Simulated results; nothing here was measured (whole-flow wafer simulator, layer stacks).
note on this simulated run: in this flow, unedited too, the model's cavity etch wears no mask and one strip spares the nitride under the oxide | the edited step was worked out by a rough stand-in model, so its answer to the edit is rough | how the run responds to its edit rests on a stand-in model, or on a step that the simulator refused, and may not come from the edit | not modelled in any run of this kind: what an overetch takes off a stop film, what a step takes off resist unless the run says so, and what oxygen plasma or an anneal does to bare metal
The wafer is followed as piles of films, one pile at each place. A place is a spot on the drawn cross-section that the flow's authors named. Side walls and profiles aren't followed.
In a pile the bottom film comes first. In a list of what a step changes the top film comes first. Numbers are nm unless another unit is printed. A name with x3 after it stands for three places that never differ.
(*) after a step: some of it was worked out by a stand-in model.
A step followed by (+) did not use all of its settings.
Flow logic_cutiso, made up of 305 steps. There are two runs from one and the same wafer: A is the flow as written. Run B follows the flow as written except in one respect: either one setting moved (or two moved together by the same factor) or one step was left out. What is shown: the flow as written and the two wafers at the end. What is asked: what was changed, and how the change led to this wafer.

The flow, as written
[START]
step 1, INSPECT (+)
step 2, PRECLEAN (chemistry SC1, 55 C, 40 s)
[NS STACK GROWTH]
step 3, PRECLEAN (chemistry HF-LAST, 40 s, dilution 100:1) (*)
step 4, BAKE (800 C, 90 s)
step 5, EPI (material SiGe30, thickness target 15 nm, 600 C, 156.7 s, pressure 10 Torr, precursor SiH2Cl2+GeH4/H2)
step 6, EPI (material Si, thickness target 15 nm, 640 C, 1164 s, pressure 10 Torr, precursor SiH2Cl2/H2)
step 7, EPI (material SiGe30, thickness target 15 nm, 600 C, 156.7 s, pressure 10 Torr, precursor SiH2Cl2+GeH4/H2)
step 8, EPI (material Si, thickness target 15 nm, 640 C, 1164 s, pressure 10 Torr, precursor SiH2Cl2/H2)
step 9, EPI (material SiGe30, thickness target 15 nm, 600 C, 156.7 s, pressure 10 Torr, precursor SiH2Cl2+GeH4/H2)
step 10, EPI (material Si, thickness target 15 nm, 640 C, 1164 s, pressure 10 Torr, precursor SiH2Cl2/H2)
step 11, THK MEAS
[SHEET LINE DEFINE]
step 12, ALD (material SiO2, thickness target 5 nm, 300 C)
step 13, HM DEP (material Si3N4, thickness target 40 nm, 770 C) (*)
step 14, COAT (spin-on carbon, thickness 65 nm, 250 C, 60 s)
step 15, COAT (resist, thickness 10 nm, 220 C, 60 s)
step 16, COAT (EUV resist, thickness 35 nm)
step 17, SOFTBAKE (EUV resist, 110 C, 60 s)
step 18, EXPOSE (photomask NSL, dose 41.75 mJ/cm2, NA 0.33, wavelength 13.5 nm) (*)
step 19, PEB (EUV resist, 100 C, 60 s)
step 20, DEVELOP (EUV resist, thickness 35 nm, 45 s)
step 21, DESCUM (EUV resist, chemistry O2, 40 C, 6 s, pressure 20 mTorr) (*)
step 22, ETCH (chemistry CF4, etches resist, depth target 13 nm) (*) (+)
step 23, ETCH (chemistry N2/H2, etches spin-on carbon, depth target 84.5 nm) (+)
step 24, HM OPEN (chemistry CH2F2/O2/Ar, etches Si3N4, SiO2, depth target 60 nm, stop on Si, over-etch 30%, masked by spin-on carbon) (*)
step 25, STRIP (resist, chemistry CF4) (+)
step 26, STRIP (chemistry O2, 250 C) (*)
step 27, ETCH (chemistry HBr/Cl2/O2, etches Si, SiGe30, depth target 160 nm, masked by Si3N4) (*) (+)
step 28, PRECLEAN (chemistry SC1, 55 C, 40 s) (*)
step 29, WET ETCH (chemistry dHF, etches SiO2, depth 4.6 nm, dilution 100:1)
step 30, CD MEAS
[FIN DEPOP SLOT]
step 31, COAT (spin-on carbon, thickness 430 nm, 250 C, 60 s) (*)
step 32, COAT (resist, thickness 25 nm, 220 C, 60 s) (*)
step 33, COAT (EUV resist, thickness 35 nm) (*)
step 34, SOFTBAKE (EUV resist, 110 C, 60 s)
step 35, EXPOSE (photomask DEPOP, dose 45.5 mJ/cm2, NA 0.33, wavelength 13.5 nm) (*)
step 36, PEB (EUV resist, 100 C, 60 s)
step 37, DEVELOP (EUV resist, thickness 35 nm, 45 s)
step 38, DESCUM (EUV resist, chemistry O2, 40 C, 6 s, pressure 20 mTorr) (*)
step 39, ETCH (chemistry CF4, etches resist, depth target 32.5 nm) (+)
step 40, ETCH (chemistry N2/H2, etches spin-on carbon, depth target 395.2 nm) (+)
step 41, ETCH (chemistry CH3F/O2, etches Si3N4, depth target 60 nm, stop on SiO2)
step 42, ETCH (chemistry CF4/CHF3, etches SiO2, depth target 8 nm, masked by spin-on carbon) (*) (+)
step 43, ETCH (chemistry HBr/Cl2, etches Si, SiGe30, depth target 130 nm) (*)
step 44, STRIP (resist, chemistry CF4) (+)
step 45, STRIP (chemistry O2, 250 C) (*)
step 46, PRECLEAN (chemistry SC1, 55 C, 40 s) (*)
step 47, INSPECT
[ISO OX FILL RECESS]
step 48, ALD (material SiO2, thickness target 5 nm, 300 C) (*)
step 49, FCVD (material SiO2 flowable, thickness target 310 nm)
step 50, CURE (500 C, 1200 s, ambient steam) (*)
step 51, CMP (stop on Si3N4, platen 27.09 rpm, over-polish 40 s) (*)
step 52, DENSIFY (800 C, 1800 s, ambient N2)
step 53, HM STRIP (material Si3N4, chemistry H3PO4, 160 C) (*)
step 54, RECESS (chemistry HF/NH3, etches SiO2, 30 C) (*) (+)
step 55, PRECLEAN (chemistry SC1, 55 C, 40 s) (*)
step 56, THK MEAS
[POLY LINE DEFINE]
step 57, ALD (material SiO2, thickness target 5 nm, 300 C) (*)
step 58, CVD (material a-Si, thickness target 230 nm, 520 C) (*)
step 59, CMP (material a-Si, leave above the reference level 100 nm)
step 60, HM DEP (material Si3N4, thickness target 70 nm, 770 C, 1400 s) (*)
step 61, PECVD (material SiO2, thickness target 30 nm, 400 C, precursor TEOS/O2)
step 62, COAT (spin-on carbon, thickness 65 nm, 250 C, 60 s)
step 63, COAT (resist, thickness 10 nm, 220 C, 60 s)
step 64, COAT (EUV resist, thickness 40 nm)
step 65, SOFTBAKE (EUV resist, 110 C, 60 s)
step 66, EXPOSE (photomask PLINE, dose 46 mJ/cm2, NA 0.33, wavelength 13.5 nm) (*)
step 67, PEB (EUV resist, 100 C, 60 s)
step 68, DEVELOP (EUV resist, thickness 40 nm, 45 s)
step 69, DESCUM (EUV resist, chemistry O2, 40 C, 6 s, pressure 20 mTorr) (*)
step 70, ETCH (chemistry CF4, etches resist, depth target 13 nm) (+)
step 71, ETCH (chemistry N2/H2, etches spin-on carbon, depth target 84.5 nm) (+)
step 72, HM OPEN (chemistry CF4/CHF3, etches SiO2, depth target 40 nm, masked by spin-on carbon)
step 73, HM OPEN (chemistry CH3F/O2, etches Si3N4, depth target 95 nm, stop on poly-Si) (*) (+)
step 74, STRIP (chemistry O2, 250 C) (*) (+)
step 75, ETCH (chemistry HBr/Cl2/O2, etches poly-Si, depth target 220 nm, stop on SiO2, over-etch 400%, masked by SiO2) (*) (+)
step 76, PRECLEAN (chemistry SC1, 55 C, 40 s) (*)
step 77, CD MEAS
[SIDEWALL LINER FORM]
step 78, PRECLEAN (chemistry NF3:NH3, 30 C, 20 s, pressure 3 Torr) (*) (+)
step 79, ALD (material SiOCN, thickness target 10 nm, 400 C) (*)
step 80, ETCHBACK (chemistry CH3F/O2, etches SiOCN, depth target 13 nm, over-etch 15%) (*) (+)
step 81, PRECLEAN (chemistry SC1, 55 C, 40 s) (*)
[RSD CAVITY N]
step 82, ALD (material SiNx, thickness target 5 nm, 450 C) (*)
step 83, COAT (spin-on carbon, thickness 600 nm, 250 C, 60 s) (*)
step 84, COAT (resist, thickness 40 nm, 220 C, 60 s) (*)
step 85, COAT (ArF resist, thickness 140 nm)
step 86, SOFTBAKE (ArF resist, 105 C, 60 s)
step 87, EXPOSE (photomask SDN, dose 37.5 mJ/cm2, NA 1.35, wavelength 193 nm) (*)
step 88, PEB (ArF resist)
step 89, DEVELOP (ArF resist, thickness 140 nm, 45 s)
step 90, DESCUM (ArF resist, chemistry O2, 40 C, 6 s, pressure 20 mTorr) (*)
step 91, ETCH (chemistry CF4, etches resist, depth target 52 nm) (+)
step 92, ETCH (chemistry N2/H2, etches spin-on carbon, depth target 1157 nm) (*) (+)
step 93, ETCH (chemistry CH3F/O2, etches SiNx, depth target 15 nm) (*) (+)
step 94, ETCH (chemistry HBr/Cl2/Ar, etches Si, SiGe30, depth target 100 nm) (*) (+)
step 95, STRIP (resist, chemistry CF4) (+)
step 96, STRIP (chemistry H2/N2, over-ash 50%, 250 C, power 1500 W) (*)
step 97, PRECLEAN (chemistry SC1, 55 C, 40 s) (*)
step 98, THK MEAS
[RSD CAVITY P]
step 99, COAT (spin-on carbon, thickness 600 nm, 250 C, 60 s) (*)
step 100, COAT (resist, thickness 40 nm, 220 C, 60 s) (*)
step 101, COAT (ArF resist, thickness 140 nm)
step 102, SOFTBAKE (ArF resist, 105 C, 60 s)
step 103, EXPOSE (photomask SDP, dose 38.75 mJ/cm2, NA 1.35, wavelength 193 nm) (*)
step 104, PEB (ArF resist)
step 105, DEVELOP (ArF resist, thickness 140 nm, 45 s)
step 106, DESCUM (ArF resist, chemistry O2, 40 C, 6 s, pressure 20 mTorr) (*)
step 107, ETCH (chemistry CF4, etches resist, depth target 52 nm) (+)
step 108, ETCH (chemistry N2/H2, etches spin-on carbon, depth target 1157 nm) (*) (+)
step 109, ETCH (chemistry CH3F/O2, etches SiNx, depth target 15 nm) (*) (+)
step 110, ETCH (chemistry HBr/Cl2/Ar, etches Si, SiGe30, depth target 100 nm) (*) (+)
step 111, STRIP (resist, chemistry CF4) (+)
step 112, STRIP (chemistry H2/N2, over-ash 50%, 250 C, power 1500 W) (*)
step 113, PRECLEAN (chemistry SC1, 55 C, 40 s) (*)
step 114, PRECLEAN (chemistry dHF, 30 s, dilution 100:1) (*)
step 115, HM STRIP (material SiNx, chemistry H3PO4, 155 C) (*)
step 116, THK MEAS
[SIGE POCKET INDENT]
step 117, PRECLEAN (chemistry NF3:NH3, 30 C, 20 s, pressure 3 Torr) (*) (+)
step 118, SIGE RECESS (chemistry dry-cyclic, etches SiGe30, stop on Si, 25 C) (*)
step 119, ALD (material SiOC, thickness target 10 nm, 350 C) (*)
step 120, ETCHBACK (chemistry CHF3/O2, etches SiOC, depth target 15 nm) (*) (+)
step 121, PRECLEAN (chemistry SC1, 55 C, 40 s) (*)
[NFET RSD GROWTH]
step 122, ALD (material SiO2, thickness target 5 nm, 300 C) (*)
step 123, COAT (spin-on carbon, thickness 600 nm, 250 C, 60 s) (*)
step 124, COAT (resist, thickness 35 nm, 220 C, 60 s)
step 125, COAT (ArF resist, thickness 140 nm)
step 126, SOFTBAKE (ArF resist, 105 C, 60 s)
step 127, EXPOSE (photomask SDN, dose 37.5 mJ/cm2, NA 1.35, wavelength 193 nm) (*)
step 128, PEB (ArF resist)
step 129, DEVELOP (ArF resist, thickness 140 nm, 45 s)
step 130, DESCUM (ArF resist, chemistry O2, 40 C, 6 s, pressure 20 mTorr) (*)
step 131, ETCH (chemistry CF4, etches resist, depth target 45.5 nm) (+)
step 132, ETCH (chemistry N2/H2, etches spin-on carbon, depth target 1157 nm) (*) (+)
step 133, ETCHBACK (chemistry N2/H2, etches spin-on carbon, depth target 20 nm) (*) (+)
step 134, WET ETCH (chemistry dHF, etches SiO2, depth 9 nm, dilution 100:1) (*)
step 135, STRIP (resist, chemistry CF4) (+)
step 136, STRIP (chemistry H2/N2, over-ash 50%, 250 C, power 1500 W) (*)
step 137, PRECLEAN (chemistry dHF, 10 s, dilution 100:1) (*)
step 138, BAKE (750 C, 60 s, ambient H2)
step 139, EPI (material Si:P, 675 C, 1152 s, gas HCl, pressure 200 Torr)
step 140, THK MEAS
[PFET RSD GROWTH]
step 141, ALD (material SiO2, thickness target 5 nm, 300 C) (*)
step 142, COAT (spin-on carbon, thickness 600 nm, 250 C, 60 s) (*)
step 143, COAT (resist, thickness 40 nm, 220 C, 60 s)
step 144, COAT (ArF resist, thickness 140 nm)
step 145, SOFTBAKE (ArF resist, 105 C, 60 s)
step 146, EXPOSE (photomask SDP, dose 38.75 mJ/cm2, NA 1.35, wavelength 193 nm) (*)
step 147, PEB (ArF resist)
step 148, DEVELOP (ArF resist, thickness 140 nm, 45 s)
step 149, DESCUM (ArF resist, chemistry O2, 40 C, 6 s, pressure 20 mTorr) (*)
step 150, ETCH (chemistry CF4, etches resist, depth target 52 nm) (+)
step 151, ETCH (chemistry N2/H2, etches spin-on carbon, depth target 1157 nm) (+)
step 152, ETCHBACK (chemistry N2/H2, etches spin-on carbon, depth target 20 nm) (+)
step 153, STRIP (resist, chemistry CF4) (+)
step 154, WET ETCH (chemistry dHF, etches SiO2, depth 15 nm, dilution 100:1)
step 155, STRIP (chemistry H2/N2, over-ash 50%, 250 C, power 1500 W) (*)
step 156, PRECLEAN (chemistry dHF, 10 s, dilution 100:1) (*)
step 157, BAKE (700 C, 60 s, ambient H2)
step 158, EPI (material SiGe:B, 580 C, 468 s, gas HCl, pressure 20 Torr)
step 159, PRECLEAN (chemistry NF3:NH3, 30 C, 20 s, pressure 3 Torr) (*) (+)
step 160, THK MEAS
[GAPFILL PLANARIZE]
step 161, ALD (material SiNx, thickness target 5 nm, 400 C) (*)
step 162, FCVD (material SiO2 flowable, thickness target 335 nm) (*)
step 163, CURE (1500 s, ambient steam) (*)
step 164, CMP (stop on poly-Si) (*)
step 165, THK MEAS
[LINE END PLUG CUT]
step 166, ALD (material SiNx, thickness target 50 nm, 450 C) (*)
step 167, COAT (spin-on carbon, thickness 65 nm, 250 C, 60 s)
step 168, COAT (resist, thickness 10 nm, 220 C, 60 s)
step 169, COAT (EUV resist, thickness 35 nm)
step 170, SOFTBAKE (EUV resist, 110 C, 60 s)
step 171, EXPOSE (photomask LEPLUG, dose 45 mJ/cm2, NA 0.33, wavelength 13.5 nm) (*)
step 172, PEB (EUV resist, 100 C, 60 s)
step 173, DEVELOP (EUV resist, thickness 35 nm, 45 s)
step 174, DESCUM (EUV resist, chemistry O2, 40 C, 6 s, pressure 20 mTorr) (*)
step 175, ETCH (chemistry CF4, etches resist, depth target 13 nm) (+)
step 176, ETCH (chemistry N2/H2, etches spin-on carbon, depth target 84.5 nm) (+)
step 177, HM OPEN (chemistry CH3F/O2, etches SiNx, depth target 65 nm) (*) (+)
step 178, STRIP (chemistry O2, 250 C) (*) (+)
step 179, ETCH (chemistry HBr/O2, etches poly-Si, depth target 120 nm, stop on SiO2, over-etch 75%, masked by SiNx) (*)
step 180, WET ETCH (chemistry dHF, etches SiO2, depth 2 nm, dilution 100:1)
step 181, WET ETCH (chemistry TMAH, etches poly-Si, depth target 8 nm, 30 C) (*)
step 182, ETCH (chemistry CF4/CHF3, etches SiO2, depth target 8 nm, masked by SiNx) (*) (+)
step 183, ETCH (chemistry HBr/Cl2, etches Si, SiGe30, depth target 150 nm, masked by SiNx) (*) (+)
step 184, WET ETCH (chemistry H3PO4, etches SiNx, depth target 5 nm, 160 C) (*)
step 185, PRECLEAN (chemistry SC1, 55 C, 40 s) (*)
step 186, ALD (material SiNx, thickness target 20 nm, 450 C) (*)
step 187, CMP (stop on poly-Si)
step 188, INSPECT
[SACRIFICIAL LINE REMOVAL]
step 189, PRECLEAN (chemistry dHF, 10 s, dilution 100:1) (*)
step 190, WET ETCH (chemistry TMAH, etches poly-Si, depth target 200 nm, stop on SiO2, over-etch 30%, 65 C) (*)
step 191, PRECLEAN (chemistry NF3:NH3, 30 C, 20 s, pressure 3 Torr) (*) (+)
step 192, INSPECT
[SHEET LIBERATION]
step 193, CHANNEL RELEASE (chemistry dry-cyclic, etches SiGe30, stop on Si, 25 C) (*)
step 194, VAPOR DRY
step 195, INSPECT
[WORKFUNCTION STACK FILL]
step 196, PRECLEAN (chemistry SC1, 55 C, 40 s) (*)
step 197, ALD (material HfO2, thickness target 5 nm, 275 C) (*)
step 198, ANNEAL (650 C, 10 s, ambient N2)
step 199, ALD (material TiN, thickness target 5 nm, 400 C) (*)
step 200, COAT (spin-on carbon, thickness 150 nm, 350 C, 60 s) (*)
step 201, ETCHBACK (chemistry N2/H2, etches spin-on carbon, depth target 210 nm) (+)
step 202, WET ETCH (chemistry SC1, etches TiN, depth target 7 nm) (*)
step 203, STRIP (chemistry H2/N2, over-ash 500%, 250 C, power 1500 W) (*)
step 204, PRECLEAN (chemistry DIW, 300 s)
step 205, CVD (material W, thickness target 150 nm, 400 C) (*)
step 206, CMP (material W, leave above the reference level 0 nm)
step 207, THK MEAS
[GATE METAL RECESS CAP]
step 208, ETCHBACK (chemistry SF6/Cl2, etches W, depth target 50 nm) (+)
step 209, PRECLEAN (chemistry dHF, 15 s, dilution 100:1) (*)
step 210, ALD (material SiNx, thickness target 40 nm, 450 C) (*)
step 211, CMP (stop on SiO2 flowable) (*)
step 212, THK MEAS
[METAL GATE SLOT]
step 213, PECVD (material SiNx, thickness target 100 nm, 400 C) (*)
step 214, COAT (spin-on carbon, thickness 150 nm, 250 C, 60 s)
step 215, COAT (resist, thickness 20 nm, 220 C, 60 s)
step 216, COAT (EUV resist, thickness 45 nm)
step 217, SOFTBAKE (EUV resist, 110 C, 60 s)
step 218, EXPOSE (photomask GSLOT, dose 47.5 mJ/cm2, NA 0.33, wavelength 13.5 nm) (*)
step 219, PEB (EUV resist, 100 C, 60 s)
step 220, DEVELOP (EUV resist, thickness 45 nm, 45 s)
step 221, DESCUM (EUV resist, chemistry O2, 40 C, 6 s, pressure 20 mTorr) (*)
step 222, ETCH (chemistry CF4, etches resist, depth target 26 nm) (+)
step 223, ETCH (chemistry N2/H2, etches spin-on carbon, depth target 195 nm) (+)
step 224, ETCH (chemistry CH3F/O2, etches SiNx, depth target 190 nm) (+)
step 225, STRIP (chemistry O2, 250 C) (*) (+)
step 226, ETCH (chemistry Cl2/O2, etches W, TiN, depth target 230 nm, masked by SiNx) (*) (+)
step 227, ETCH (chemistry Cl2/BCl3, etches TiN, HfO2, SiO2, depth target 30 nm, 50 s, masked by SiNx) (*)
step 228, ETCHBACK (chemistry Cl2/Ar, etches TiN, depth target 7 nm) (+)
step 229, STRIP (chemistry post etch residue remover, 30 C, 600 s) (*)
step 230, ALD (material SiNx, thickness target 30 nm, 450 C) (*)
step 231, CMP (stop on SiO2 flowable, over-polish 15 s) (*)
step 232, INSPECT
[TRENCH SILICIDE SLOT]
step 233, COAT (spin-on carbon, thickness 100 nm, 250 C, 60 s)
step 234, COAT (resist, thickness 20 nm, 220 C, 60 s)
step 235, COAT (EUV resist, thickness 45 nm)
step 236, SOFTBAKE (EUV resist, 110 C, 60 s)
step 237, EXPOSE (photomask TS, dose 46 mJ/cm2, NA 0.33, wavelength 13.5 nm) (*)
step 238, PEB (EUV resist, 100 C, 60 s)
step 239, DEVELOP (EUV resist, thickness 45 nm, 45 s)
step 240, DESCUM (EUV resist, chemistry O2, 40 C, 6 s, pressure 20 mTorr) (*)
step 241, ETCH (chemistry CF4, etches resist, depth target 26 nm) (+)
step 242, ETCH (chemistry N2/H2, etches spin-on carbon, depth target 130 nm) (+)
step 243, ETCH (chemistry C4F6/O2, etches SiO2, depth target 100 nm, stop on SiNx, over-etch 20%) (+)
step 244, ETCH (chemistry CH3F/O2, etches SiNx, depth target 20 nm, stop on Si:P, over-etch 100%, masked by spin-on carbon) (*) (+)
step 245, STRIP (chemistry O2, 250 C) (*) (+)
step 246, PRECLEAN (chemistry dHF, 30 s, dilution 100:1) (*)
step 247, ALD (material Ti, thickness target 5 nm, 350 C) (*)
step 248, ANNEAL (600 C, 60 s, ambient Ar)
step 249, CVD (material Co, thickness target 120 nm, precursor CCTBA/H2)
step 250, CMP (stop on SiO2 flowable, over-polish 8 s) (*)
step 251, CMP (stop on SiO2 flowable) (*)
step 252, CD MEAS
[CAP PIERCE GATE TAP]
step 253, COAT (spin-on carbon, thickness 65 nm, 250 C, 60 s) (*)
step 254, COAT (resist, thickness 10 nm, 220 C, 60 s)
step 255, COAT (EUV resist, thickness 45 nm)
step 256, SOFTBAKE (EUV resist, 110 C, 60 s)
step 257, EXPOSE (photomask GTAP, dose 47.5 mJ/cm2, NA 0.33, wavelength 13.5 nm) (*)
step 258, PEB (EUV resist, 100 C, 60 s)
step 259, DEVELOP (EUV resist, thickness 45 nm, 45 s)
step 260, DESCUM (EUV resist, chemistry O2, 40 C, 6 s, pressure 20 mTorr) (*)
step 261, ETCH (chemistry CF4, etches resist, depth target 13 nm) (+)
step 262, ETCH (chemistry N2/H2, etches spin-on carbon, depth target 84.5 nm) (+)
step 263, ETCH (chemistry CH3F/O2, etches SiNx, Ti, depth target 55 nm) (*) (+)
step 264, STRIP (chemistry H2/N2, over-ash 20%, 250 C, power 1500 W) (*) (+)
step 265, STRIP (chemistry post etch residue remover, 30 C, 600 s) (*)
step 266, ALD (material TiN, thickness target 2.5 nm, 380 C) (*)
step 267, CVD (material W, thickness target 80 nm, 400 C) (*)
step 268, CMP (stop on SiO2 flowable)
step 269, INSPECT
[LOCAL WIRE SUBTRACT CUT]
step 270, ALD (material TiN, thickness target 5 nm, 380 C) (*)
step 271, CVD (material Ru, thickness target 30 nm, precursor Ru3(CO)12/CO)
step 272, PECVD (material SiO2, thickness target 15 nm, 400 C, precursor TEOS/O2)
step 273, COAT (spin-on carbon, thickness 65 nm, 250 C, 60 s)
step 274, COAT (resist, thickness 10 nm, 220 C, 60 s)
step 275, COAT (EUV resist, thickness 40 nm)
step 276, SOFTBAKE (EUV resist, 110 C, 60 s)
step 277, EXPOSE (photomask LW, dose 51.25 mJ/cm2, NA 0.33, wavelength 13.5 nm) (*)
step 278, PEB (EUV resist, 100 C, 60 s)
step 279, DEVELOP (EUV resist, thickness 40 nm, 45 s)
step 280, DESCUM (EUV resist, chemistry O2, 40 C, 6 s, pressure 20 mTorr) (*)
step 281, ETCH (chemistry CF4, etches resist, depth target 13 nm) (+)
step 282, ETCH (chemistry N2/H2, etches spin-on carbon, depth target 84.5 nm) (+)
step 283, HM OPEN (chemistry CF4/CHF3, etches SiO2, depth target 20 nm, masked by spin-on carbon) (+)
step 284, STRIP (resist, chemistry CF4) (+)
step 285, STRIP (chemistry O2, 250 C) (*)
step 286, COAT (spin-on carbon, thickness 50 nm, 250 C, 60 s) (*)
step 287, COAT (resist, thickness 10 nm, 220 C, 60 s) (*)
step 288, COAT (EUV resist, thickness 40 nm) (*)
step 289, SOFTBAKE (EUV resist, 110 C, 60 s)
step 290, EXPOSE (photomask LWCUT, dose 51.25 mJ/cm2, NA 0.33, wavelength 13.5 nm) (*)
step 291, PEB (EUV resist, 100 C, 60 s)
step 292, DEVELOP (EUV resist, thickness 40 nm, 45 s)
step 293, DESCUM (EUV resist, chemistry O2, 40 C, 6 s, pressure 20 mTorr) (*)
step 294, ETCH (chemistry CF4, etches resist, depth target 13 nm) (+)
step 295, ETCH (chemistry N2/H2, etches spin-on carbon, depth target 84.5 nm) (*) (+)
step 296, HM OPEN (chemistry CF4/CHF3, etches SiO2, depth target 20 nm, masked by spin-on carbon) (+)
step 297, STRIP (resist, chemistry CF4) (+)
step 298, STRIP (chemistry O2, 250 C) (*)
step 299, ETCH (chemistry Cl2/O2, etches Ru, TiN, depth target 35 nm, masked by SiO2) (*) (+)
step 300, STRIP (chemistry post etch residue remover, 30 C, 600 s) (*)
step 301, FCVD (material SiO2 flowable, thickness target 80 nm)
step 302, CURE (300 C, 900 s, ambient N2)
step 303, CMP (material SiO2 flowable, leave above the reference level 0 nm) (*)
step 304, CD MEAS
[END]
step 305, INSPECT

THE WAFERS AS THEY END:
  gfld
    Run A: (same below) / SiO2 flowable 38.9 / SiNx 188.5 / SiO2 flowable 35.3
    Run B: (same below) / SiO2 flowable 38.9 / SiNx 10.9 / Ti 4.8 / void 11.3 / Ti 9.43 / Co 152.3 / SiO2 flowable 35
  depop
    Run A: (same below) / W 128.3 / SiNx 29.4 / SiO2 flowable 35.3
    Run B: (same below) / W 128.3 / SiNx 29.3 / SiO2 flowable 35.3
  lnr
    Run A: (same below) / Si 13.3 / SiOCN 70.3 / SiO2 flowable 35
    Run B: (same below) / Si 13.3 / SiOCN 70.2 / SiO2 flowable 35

The reason: step 230, ALD: thickness target 12 nm was run, though the flow has thickness target 30 nm.

Step by step, how the change led to this:
  step 230, ALD (material SiNx, thickness target 30 nm, 450 C) (*)
      depop, dpovl, gl and 18 more: A +30 SiNx | B +12 SiNx
      gfld: A +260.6 SiNx (new film) | B +12 SiNx (new film)
  step 231, CMP (stop on SiO2 flowable, over-polish 15 s) (*)
      gfld: A -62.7 SiNx | B nothing
      depop, dpovl, gl and 9 more: A -62.7 SiNx | B -44.7 SiNx
      (and at 9 other places as well)
  step 233, COAT (spin-on carbon, thickness 100 nm, 250 C, 60 s)
      gl, glp, lnrt, plug, rsdn, rsdw, tap: A +100 spin-on carbon (new film) | B +94.4 spin-on carbon (new film)
      gxn, gxp: A +100 spin-on carbon (new film) | B +94.1 spin-on carbon (new film)
      (and at 8 other places as well)
  step 234, COAT (resist, thickness 20 nm, 220 C, 60 s)
      gfld: A +20 resist (new film) | B +22 resist (new film)
      iso: A +20 resist (new film) | B +21.2 resist (new film)
  step 242, ETCH (chemistry N2/H2, etches spin-on carbon, depth target 130 nm) (+)
      rsdn, rsdp, rsdw: A -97 spin-on carbon (all of it), -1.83 SiO2 flowable | B -91.2 spin-on carbon (all of it), -2.16 SiO2 flowable
  step 243, ETCH (chemistry C4F6/O2, etches SiO2, depth target 100 nm, stop on SiNx, over-etch 20%) (+)
      gfld: A -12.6 resist (all of it), -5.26 spin-on carbon | B -14.6 resist (all of it), -4.96 spin-on carbon
      iso: A -12.6 resist (all of it), -5.26 spin-on carbon | B -13.8 resist (all of it), -5.07 spin-on carbon
  step 245, STRIP (chemistry O2, 250 C) (*) (+)
      gl, glp, lnrt, plug, tap: A -90 spin-on carbon (all of it) | B -84.4 spin-on carbon (all of it)
      gxn, gxp: A -90 spin-on carbon (all of it) | B -84.1 spin-on carbon (all of it)
      (and at 7 other places as well)
  step 246, PRECLEAN (chemistry dHF, 30 s, dilution 100:1) (*)
      lnr, lnri, lnrp, lnrt: A -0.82 SiOCN | B -1.33 SiOCN
  step 247, ALD (material Ti, thickness target 5 nm, 350 C) (*)
      gfld: A +5 Ti (new film) | B +9.43 Ti (new film), +11.3 void (new film), +4.8 Ti (new film)
  step 249, CVD (material Co, thickness target 120 nm, precursor CCTBA/H2)
      gfld: A +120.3 Co (new film) | B +285.5 Co (new film)
  step 250, CMP (stop on SiO2 flowable, over-polish 8 s) (*)
      gfld: A -120.3 Co (all of it), -5 Ti (all of it), -1.83 SiNx | B -127 Co
  step 251, CMP (stop on SiO2 flowable) (*)
      gfld: A -5 SiNx | B -5 Co
      iso: A -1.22 Co (all of it), -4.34 Ti | B -1.23 Co (all of it), -5 Ti (all of it)
  step 265, STRIP (chemistry post etch residue remover, 30 C, 600 s) (*)
      iso: A -0.66 Ti (all of it) | B nothing
  step 268, CMP (stop on SiO2 flowable)
      gfld: A -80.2 W (all of it), -2.5 TiN (all of it), -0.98 SiNx | B -80 W (all of it), -2.5 TiN (all of it), -1.23 Co
If metal films that touch count as one body, gfld has 2 bodies (between them, from the top down: void 11.3); the flow as written gives 0 bodies.
